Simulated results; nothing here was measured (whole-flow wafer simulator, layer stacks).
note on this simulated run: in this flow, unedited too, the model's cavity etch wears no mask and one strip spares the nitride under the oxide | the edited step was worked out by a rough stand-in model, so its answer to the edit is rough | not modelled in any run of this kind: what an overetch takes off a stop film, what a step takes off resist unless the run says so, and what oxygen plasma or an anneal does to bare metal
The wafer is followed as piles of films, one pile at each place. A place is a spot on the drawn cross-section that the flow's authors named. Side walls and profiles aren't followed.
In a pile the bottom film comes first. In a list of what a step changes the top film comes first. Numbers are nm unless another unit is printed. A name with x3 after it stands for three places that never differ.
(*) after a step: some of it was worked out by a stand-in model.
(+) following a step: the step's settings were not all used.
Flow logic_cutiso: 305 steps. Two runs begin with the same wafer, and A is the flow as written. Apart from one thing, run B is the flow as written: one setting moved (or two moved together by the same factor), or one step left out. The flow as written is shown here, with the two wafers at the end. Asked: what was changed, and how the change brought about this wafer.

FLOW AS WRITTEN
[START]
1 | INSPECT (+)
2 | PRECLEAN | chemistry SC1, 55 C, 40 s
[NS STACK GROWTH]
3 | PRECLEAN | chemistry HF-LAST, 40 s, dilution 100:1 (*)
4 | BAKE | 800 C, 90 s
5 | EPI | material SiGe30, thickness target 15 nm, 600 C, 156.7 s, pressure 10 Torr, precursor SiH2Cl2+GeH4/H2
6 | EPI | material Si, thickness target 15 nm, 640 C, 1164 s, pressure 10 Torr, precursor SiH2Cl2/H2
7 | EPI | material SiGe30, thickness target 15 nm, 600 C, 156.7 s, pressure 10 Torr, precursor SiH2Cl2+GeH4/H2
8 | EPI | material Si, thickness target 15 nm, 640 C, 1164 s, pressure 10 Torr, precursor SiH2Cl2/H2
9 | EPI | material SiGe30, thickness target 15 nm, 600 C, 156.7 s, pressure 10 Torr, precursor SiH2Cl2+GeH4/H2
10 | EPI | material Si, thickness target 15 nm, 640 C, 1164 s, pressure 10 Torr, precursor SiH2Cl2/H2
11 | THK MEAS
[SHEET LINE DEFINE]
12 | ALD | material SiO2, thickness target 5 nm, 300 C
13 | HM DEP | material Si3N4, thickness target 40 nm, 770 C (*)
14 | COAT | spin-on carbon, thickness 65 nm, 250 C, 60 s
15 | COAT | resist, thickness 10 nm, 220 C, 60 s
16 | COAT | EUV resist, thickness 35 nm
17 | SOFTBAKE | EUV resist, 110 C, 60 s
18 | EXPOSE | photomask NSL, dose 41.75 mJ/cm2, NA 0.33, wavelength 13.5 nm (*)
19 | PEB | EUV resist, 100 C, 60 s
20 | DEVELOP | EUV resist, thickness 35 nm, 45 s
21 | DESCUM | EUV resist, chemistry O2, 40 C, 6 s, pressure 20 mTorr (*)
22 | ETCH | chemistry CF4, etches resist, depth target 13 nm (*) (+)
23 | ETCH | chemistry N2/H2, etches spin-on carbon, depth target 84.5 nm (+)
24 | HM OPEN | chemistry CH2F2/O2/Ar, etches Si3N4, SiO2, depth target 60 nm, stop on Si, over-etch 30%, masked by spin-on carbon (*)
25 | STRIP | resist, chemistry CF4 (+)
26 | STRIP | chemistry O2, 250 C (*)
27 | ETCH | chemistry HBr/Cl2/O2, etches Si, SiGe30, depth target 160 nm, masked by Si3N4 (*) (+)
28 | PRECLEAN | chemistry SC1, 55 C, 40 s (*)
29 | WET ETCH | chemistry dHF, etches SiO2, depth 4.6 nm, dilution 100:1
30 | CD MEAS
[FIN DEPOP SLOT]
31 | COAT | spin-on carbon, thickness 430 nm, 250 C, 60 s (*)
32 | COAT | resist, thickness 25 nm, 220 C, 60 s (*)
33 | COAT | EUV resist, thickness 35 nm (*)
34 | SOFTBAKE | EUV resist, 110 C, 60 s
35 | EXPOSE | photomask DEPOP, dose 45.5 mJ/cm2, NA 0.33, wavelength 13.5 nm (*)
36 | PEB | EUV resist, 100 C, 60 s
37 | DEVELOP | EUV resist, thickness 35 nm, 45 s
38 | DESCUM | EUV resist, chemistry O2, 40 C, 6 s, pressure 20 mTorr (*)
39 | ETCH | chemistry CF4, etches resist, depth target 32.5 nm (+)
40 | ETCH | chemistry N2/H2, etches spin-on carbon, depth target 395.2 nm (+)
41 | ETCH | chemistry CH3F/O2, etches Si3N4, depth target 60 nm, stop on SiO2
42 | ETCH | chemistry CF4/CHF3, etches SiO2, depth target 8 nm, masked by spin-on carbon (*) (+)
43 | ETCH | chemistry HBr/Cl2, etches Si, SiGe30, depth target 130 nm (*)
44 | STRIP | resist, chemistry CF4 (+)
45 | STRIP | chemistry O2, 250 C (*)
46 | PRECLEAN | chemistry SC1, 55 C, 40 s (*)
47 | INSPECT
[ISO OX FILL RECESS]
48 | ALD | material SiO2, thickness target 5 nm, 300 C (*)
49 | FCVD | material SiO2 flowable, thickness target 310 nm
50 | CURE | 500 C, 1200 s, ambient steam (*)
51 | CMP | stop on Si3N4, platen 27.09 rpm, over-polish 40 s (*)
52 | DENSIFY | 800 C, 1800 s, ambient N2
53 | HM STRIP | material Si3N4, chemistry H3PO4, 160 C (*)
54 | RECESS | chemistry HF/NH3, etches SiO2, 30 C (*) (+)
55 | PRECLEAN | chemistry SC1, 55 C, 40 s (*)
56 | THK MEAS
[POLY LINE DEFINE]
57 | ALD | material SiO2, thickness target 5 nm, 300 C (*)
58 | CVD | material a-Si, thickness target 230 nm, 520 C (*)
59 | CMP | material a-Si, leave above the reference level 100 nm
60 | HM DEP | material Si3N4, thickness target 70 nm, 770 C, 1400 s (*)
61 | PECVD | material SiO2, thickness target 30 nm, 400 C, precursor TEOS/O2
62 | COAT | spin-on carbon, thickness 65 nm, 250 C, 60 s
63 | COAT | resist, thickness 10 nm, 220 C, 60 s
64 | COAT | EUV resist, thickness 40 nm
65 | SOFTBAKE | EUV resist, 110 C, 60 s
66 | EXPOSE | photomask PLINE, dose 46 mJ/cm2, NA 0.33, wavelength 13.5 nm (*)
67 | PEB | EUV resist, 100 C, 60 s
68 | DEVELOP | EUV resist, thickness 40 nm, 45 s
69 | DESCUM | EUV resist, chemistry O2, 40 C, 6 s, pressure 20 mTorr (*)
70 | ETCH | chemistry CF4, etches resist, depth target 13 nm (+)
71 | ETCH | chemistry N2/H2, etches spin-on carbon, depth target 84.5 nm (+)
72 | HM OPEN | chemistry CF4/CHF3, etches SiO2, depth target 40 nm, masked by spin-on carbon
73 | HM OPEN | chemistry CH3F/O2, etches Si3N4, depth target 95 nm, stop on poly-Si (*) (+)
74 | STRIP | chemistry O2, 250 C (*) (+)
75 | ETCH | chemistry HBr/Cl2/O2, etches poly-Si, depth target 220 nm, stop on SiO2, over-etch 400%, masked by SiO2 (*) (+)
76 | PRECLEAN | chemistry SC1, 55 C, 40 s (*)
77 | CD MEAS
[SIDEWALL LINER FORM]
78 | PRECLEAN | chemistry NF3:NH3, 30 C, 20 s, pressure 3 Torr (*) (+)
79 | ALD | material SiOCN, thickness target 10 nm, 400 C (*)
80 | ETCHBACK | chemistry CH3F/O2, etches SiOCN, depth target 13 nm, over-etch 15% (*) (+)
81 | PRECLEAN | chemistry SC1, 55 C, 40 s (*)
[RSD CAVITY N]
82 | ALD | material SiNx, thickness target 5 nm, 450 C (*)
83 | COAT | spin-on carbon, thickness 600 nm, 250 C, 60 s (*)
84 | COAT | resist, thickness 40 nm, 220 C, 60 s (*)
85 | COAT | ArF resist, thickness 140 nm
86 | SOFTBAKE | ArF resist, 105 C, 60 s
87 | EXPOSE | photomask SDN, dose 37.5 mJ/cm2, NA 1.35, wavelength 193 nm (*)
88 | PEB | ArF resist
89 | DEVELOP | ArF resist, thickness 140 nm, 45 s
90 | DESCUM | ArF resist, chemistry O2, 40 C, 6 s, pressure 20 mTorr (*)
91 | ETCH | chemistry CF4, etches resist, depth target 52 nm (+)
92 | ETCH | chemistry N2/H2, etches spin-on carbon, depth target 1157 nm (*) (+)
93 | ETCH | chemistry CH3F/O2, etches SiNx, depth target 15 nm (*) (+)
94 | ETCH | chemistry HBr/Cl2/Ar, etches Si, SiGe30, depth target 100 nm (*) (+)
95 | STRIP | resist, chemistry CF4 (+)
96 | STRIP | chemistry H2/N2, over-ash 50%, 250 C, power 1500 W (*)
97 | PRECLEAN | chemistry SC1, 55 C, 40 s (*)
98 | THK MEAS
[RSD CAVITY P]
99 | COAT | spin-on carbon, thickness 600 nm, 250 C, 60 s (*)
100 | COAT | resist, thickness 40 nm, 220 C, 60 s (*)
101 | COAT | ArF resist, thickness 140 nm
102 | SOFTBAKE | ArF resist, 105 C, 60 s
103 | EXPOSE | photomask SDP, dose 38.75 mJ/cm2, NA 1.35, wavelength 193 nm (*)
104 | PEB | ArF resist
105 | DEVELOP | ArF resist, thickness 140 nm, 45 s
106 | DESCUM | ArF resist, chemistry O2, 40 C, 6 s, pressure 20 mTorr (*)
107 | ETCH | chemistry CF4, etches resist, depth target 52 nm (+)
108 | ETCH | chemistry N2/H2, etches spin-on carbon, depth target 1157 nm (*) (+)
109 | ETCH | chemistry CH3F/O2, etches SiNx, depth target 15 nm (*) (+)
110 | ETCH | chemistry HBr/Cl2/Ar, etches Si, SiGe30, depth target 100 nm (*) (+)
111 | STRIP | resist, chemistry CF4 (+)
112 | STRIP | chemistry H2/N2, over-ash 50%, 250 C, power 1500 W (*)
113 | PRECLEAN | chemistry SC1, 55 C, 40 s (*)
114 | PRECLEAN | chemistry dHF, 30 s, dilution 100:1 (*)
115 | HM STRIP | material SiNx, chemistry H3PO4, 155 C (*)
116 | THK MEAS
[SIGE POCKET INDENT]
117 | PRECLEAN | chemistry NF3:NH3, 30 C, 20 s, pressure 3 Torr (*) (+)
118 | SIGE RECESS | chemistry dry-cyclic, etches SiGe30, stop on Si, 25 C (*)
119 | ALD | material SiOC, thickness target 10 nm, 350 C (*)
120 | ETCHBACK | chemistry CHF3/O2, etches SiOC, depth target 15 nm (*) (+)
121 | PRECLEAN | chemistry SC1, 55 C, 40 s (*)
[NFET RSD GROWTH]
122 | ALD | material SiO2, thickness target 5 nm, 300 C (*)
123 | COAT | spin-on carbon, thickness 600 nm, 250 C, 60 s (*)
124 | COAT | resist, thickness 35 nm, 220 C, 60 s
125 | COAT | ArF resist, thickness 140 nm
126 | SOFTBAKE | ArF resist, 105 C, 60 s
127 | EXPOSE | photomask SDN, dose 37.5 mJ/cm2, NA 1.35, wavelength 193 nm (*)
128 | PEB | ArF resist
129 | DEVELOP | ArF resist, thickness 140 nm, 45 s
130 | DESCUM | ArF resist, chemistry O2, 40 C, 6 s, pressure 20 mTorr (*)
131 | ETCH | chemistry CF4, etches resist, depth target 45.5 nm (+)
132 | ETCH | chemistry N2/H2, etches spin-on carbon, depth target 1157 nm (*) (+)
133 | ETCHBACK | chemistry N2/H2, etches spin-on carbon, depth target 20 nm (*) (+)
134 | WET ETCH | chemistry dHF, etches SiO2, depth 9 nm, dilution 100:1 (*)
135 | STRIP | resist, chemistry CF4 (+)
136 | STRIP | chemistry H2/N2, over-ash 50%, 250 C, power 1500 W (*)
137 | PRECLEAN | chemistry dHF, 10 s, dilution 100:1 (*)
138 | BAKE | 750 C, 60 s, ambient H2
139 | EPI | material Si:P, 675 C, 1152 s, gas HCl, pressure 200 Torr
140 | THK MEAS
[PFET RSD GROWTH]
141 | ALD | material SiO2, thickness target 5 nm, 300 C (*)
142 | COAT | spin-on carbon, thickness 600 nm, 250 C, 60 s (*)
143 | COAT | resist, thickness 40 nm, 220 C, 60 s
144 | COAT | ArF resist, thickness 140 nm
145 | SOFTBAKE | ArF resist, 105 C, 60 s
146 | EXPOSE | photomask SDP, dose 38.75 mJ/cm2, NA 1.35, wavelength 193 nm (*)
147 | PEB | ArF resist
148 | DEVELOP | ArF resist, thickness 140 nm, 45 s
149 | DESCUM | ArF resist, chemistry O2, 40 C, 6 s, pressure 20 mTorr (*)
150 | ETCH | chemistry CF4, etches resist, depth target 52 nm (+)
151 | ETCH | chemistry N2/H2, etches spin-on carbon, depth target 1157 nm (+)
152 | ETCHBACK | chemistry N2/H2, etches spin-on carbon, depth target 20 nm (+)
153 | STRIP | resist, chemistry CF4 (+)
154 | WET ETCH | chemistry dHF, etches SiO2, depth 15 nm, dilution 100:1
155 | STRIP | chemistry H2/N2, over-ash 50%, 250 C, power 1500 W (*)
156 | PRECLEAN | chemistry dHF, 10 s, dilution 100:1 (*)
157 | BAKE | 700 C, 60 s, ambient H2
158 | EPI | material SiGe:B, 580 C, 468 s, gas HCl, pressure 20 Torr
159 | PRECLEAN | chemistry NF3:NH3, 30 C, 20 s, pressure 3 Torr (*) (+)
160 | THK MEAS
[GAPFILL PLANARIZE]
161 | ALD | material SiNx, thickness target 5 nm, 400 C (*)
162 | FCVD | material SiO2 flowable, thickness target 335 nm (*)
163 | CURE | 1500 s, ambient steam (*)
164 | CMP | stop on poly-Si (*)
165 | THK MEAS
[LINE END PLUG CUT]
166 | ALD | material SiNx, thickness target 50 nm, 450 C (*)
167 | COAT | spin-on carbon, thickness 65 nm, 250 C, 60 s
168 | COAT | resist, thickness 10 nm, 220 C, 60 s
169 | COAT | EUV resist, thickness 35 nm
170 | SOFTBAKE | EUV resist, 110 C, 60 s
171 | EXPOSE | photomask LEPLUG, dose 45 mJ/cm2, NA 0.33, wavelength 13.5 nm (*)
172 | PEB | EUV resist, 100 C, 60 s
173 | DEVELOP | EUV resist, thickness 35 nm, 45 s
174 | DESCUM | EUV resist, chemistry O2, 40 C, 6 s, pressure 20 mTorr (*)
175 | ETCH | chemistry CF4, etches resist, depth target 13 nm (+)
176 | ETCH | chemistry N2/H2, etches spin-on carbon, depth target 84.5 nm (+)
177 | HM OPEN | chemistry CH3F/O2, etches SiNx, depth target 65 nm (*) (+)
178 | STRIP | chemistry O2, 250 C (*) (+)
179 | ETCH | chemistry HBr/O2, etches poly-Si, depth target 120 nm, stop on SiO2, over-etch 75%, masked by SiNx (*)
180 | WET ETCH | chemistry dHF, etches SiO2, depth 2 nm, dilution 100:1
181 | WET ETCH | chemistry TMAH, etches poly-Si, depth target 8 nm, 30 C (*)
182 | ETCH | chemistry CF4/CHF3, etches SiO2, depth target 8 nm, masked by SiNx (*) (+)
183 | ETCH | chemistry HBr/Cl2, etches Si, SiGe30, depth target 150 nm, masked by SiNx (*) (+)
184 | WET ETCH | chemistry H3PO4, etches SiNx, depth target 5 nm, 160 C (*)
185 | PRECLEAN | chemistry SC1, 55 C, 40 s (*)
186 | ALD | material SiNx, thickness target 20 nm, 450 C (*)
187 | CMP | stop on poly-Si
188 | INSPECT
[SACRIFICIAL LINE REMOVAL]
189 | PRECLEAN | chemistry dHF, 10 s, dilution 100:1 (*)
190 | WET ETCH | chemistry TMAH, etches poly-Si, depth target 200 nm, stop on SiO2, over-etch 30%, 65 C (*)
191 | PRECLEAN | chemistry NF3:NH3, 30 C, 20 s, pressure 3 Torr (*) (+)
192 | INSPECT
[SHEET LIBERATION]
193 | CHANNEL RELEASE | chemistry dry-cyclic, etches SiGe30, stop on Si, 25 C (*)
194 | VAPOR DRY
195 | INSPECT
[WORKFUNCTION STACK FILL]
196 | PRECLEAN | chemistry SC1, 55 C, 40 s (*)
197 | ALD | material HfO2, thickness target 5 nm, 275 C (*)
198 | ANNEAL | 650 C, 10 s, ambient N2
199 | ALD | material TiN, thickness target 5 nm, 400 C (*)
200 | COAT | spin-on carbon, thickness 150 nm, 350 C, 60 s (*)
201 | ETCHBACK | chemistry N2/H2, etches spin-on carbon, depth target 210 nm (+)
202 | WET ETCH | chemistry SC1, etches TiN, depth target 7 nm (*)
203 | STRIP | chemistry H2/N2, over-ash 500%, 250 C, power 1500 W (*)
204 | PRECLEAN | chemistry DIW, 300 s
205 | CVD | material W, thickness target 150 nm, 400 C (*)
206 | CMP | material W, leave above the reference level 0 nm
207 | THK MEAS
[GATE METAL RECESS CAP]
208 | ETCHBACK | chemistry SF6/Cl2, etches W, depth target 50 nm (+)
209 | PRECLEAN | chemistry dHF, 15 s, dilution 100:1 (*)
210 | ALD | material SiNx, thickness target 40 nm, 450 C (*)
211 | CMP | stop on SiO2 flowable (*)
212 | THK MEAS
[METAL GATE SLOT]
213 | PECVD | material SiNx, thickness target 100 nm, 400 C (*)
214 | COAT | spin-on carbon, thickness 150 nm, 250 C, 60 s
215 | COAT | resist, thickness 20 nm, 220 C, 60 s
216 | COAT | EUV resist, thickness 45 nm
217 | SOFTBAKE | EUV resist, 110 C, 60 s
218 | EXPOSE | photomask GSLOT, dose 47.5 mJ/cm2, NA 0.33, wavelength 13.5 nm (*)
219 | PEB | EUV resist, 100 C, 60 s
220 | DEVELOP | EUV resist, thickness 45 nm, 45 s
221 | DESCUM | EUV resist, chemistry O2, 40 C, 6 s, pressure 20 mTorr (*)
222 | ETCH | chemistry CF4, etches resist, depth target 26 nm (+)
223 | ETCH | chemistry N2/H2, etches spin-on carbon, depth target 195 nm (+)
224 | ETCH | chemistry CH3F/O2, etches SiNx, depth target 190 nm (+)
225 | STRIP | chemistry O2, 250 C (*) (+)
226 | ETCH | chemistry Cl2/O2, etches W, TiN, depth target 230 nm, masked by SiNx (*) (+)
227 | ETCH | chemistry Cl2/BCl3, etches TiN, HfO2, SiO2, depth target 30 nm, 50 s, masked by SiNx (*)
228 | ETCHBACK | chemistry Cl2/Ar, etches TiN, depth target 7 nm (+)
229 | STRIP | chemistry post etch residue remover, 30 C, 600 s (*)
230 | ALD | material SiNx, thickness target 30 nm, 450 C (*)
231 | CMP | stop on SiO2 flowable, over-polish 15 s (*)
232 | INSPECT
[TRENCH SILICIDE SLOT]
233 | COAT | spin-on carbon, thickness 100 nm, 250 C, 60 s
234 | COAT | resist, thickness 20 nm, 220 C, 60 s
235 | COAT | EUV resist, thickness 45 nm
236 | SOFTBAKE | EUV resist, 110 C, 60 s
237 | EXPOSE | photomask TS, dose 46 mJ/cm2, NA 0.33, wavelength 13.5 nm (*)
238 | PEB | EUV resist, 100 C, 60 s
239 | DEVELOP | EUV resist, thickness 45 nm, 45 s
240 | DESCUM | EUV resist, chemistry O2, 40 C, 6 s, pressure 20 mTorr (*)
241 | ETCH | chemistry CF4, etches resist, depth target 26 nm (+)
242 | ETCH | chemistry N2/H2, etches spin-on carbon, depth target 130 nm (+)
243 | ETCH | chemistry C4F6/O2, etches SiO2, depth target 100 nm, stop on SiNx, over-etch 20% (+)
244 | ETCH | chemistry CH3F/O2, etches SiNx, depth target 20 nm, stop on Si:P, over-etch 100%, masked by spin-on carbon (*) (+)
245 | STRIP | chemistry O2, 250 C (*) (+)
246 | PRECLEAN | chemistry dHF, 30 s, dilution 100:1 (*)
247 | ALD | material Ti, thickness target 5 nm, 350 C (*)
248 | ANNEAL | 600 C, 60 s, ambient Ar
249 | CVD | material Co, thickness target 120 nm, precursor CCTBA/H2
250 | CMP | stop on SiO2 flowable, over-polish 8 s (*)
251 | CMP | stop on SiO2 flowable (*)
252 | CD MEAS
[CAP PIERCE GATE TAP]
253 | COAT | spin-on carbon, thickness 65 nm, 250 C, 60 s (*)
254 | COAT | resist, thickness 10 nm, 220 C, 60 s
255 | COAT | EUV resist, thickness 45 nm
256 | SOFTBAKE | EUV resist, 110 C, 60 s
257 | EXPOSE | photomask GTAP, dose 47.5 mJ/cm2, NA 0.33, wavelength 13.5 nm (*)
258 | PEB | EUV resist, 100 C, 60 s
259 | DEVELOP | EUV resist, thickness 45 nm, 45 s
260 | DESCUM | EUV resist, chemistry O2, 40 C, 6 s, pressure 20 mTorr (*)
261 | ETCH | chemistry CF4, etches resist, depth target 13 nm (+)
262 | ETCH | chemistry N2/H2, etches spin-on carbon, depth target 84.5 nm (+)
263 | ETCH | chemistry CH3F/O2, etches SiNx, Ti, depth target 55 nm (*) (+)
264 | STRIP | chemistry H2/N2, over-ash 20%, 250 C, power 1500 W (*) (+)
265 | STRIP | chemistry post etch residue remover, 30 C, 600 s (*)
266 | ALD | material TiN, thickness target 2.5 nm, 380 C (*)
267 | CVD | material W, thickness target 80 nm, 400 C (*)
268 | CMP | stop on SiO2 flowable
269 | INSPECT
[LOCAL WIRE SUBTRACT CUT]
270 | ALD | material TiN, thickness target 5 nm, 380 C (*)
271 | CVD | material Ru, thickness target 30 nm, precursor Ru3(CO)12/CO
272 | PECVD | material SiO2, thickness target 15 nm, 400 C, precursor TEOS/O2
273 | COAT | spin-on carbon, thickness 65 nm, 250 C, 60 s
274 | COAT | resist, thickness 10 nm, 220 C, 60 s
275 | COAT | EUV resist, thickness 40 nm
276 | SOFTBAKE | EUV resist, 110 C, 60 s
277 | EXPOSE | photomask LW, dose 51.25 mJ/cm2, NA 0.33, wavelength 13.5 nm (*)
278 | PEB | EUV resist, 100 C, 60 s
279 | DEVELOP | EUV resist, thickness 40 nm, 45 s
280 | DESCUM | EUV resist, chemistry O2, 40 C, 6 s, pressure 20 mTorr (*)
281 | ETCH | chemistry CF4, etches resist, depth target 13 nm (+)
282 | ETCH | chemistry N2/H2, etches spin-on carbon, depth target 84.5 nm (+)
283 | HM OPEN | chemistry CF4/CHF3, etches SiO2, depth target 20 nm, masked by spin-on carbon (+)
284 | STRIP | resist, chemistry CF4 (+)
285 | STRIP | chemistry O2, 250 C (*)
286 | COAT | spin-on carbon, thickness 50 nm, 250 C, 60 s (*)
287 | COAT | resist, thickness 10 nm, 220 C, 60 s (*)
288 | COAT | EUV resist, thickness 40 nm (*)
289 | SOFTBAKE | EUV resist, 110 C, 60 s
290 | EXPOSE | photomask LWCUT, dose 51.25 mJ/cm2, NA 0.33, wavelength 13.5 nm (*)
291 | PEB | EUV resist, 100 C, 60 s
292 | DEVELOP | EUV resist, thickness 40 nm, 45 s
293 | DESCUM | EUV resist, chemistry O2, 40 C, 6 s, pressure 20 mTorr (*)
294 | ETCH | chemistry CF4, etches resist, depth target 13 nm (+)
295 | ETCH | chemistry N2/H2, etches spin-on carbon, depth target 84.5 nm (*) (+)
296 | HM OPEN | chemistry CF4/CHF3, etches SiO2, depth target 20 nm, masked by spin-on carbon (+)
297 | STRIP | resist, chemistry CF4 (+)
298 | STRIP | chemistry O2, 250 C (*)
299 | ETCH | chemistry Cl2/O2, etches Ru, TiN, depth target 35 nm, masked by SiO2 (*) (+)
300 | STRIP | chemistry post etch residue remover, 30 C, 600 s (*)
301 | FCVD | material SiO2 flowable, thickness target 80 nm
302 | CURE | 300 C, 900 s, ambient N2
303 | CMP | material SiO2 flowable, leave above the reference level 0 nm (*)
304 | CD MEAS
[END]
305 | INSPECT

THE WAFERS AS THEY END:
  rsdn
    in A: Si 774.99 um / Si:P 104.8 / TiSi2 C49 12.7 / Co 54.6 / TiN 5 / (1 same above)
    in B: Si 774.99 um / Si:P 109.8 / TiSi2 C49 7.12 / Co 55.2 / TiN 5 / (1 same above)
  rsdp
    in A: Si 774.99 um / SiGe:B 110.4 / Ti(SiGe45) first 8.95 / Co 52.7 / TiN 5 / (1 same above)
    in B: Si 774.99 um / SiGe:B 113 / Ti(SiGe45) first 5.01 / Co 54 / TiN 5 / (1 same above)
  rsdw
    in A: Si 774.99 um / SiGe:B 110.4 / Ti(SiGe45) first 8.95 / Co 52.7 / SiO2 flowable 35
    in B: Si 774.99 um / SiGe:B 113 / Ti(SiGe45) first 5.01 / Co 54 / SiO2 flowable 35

What caused this: step 247, ALD: thickness target 2.8 nm was run, though the flow has thickness target 5 nm.

How this came from the change, step by step:
  247 | ALD | material Ti, thickness target 5 nm, 350 C (*)
      depop, dpovl, gfld and 19 more: A Ti gains 5 (new film) | B Ti gains 2.8 (new film)
  248 | ANNEAL | 600 C, 60 s, ambient Ar
      rsdp, rsdw: A Ti(SiGe45) first gains 8.95 (new film), Ti loses 5 (all of it), SiGe:B loses 5.98 | B Ti(SiGe45) first gains 5.01 (new film), Ti loses 2.8 (all of it), SiGe:B loses 3.35
      rsdn: A TiSi2 C49 gains 12.7 (new film), Ti loses 5 (all of it), Si:P loses 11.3 | B TiSi2 C49 gains 7.12 (new film), Ti loses 2.8 (all of it), Si:P loses 6.36
  250 | CMP | stop on SiO2 flowable, over-polish 8 s (*)
      rsdx: A Co loses 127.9 (all of it) | B Co loses 125.6
      gl, glp, gxf, gxn, gxp, tap: A Co loses 120.3 (all of it), Ti loses 5 (all of it), SiNx loses 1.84 | B Co loses 120.3 (all of it), Ti loses 2.8 (all of it), SiNx loses 1.84
      (also at 11 further places)
  251 | CMP | stop on SiO2 flowable (*)
      rsdx: A Ti loses 5 (all of it) | B Co loses 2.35 (all of it), Ti loses 2.8 (all of it)
      iso: A Co loses 1.22 (all of it), Ti loses 4.34 | B Co loses 3.42 (all of it), Ti loses 2.14
